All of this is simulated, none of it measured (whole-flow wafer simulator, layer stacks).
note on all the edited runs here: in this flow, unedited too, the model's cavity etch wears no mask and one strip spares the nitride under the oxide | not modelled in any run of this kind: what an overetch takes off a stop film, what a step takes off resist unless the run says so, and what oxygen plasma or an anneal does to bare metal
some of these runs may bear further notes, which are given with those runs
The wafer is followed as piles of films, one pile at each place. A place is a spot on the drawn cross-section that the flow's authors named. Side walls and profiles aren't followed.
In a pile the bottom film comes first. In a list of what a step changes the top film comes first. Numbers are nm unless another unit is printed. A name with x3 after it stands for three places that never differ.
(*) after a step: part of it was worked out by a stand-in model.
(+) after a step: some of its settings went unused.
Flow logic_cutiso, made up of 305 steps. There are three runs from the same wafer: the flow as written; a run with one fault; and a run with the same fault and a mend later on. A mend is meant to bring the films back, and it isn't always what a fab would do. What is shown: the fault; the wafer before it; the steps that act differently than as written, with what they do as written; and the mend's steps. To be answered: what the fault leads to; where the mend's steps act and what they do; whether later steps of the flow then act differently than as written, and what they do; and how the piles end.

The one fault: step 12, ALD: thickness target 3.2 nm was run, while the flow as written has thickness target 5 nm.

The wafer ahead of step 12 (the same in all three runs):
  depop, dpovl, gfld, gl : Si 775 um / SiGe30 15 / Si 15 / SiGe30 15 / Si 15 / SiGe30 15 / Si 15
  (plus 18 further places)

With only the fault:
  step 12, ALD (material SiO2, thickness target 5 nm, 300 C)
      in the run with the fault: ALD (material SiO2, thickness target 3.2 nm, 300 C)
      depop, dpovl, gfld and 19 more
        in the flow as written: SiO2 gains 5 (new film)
        in the run with the fault: SiO2 gains 3.2 (new film)
  Steps further on in the flow that do not act as written (not shown: 14 more steps that differ only slightly, by at most 2% or 0.5 nm, whichever is larger):
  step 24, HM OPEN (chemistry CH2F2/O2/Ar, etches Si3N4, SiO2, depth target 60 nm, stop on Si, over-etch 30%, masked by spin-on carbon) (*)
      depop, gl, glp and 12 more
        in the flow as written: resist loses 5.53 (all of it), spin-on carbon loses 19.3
        in the run with the fault: resist loses 5.53 (all of it), spin-on carbon loses 18.4
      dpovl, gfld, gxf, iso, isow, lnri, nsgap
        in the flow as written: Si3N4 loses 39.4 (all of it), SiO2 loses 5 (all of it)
        in the run with the fault: Si3N4 loses 39.4 (all of it), SiO2 loses 3.2 (all of it)
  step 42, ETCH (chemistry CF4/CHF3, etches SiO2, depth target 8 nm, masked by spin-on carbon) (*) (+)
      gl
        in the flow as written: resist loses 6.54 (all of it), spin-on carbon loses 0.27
        in the run with the fault: resist loses 4.67
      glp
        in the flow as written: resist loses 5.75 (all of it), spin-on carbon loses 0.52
        in the run with the fault: resist loses 4.67
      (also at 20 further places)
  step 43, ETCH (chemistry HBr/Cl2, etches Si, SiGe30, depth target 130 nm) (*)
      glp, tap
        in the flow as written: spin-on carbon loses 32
        in the run with the fault: resist loses 1.08 (all of it), spin-on carbon loses 30.5
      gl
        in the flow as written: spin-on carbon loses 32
        in the run with the fault: resist loses 1.86 (all of it), spin-on carbon loses 29.4
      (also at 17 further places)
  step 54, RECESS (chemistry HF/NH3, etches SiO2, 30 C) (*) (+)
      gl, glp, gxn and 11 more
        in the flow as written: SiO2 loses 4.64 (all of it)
        in the run with the fault: SiO2 loses 2.84 (all of it)
  When the end is reached, the piles differ only a little from the flow's at the places that both follow, at most by 2% or 0.5 nm, whichever is larger.

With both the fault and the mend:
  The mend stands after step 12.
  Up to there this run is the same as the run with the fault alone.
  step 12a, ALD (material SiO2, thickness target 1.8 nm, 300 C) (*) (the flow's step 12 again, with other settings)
      depop, dpovl, gfld and 19 more
        SiO2 gains 1.8
  Later steps of the flow that are run all act as written at every place that is followed.
  The piles end the same as the flow's at every place that both follow.
